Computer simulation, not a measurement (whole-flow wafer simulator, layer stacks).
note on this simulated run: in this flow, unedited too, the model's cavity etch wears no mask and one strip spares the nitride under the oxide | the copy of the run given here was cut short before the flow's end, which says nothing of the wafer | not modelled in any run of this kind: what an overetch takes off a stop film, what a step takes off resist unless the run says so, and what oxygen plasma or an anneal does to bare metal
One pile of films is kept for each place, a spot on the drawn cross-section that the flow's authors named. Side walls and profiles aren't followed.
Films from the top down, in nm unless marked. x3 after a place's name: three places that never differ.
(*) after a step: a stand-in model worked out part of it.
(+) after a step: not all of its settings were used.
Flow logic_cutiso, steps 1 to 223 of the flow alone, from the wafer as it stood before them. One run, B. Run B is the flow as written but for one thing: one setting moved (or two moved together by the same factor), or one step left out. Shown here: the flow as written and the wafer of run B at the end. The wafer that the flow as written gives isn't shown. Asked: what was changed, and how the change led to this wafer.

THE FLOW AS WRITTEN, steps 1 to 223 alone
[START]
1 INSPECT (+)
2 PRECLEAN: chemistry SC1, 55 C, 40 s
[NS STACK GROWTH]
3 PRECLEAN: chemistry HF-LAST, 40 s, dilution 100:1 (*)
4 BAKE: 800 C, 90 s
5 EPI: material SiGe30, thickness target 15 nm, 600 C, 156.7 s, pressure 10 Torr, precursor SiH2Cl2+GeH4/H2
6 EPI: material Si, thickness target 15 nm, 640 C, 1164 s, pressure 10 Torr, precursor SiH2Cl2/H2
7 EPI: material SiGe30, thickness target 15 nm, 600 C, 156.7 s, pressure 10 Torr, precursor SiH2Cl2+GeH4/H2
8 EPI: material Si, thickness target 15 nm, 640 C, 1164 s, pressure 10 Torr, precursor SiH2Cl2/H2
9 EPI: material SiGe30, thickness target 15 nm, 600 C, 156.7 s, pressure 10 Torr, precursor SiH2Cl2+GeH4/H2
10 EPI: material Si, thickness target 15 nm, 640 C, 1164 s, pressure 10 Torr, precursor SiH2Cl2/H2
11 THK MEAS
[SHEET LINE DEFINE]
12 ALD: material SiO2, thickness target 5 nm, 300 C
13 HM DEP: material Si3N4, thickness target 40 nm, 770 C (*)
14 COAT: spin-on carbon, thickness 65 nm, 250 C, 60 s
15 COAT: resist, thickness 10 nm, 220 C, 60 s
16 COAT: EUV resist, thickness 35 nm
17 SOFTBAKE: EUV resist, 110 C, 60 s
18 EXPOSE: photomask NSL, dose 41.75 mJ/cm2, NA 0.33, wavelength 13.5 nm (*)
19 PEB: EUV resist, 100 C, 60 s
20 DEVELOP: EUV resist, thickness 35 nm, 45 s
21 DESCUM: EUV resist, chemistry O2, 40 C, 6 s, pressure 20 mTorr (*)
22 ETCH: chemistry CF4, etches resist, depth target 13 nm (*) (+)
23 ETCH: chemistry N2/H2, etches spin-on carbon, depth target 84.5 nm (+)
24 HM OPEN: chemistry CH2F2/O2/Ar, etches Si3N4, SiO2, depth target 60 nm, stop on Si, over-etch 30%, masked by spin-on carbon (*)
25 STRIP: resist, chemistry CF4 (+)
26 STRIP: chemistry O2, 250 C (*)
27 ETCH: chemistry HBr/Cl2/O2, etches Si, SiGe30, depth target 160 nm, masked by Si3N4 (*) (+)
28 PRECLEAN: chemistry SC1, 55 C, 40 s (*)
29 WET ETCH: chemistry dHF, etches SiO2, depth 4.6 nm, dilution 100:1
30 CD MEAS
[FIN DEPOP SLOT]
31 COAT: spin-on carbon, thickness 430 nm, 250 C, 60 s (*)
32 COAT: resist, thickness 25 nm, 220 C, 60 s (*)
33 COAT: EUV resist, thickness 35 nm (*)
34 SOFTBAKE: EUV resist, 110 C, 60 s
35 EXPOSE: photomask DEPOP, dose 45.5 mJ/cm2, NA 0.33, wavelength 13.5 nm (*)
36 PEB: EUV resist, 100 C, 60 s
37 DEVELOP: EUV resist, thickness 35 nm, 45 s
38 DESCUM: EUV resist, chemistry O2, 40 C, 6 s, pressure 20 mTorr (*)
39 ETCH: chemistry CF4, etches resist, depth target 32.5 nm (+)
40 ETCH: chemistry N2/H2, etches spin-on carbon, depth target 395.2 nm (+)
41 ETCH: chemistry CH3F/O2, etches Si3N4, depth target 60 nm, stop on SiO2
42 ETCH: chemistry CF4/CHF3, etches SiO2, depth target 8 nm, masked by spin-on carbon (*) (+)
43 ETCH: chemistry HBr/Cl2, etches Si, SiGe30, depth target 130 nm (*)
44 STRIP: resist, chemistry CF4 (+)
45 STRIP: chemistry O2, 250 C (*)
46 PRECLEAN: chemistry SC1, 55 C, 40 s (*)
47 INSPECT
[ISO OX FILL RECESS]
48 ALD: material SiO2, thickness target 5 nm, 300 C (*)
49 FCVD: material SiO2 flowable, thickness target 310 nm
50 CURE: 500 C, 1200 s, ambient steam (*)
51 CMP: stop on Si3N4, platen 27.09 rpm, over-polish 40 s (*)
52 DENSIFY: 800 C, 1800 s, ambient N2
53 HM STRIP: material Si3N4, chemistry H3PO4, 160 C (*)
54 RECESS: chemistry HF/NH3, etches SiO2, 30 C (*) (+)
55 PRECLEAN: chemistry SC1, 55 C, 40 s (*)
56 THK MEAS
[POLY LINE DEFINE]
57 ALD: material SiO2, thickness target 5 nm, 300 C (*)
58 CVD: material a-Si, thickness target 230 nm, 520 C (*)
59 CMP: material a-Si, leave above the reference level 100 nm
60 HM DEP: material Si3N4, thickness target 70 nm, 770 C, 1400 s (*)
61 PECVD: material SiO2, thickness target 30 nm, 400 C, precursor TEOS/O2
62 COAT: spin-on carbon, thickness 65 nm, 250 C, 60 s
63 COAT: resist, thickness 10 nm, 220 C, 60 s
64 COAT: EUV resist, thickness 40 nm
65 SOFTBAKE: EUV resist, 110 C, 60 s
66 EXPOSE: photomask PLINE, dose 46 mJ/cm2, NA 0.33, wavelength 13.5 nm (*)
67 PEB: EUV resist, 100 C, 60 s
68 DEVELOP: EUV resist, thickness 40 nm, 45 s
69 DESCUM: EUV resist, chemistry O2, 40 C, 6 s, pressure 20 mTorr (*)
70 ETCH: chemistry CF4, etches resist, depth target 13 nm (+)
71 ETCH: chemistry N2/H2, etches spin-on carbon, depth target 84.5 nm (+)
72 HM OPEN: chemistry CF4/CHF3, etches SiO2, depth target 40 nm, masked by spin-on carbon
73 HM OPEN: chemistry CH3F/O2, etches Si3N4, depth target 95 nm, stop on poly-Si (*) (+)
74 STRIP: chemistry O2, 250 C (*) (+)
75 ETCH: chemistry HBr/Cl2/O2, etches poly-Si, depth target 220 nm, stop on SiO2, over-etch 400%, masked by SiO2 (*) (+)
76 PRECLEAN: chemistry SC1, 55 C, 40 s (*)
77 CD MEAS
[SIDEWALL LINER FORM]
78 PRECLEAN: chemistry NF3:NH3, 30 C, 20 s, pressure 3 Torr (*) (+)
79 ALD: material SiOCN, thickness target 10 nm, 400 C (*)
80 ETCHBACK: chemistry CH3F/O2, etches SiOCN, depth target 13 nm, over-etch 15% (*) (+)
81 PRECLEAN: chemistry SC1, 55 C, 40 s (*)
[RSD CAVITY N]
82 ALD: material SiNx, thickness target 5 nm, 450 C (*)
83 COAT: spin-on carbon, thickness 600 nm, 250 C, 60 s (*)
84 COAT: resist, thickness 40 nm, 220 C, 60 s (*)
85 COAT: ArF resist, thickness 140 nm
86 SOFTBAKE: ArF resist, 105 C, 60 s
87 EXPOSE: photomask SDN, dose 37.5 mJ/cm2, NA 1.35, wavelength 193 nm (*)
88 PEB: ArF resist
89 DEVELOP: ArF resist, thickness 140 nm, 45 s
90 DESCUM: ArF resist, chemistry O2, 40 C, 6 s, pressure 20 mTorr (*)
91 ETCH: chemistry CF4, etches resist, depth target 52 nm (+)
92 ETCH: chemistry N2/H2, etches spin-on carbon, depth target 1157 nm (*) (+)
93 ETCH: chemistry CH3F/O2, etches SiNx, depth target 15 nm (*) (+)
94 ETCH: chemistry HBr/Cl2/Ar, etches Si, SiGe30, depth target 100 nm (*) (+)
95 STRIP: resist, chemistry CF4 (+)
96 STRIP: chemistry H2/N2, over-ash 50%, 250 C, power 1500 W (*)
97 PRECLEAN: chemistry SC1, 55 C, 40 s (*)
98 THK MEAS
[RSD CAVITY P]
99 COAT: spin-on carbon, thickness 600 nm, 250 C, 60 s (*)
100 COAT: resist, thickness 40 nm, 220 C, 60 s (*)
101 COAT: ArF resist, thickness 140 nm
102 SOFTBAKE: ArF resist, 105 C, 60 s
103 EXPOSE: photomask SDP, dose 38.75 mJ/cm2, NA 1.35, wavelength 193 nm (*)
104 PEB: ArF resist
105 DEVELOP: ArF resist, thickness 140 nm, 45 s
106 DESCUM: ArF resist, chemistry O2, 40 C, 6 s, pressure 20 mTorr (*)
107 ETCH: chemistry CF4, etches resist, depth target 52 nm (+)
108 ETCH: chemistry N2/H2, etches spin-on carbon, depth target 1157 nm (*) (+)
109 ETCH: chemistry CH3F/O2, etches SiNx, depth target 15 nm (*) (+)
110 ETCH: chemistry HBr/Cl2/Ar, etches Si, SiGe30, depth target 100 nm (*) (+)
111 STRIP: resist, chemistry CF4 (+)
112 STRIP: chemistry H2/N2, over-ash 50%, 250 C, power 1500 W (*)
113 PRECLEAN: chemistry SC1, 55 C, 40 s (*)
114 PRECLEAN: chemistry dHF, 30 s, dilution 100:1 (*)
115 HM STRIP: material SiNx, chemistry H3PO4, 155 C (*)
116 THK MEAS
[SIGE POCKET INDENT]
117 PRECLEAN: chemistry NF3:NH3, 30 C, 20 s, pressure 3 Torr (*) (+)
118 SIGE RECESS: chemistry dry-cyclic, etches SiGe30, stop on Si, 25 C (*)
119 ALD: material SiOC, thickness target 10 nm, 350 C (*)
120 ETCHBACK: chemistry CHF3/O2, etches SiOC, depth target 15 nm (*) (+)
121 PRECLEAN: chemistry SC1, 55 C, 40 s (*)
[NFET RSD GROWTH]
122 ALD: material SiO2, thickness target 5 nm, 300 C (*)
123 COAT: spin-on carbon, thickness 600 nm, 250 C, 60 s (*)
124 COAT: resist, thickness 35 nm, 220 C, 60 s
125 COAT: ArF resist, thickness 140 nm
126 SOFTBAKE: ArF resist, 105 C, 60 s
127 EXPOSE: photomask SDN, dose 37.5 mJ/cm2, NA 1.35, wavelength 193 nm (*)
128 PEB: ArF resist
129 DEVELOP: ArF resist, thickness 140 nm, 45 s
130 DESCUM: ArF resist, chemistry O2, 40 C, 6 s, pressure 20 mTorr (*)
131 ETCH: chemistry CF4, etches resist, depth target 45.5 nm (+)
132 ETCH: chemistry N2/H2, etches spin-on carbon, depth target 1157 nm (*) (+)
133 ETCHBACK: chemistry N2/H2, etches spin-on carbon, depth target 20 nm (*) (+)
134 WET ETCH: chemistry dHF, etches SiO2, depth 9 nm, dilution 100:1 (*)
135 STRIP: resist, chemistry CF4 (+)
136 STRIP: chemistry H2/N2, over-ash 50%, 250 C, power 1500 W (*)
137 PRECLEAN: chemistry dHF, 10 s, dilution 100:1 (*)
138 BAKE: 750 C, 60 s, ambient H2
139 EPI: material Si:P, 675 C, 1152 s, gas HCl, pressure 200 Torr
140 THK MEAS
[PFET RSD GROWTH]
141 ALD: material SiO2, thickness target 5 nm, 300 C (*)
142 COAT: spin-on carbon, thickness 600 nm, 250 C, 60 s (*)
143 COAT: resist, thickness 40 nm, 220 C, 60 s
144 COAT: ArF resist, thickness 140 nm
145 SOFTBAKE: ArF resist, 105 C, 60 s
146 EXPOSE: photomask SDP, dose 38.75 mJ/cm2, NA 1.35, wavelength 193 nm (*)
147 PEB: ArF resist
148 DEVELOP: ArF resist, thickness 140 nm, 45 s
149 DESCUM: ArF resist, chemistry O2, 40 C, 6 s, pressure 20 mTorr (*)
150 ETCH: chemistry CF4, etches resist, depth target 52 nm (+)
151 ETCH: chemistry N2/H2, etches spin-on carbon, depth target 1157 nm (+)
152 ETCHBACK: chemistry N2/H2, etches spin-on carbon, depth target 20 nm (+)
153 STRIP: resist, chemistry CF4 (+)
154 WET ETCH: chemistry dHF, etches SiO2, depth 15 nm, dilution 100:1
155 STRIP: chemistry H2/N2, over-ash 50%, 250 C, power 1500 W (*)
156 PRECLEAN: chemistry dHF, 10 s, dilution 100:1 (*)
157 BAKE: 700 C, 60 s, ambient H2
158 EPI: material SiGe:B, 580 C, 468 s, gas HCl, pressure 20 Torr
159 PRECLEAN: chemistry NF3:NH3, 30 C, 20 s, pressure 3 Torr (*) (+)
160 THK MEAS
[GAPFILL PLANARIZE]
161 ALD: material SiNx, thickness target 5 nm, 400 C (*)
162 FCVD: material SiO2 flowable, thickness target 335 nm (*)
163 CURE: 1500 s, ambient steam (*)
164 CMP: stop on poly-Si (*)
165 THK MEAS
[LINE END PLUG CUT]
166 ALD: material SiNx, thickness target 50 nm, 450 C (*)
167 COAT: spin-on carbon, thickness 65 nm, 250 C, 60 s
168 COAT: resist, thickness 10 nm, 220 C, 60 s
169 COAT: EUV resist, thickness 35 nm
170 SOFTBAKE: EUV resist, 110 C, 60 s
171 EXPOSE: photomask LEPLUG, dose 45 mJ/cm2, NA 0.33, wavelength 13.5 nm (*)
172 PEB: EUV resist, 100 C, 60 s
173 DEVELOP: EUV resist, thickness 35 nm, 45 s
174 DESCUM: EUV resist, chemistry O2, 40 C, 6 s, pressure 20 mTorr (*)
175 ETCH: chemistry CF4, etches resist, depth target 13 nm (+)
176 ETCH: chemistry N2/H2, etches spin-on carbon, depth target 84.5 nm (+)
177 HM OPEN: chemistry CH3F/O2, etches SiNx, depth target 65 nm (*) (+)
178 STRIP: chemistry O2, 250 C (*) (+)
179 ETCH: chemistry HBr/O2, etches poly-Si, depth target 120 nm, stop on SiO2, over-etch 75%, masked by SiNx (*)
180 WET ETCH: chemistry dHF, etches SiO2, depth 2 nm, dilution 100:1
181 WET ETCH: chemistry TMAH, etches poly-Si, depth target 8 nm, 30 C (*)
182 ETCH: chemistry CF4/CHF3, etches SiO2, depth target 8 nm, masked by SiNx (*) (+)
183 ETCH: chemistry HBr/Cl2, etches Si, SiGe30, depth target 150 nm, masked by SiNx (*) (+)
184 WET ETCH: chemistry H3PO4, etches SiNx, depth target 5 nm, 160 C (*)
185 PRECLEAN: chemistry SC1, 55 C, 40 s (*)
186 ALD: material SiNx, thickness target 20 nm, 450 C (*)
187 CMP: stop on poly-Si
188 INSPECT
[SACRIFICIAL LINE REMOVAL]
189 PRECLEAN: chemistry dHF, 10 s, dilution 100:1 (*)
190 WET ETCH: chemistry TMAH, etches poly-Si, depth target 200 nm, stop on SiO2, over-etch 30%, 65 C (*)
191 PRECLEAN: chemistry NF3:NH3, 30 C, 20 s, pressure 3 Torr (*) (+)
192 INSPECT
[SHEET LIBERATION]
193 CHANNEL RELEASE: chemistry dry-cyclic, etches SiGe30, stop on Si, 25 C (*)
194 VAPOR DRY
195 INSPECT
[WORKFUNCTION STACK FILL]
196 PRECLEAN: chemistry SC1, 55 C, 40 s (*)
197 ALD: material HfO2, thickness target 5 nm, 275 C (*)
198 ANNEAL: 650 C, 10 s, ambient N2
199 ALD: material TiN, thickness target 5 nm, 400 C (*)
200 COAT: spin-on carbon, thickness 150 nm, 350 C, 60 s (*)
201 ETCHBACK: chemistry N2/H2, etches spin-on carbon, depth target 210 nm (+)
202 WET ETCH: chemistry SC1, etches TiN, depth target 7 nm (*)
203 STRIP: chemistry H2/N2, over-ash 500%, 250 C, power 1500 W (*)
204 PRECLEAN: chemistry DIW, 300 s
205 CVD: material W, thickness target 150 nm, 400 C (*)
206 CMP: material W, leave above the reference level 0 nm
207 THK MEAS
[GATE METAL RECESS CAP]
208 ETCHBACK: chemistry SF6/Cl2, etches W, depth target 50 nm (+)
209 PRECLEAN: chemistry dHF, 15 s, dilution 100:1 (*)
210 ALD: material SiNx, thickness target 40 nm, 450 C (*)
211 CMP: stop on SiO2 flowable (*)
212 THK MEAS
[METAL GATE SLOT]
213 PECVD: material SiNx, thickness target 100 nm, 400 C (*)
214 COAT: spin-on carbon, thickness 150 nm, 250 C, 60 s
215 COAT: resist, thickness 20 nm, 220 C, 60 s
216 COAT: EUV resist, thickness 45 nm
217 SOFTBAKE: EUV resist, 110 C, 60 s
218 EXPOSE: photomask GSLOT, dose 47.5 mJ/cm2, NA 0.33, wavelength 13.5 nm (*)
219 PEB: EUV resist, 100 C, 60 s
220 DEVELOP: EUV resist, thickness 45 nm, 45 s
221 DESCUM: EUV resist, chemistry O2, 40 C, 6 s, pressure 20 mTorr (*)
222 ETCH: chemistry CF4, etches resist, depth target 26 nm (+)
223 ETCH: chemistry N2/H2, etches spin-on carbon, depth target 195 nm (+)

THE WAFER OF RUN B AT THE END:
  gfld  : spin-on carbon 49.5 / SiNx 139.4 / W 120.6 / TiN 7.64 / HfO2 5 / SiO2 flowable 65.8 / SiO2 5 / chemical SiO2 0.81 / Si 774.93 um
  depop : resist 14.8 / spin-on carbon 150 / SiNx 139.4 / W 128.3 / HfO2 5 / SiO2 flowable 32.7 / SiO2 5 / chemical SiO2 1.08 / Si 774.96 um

The cause: step 223, ETCH: depth target 97.5 nm was run, where the flow has depth target 195 nm.

How the change led to this, step by step:
  223 ETCH: chemistry N2/H2, etches spin-on carbon, depth target 195 nm (+)
      gfld: spin-on carbon -97.5 (as written it would be: spin-on carbon -147 (all of it), SiNx -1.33)
      depop, dpovl, gl and 18 more: EUV resist -26 (all of it), resist -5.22 (as written it would be: EUV resist -26 (all of it), resist -11.7)
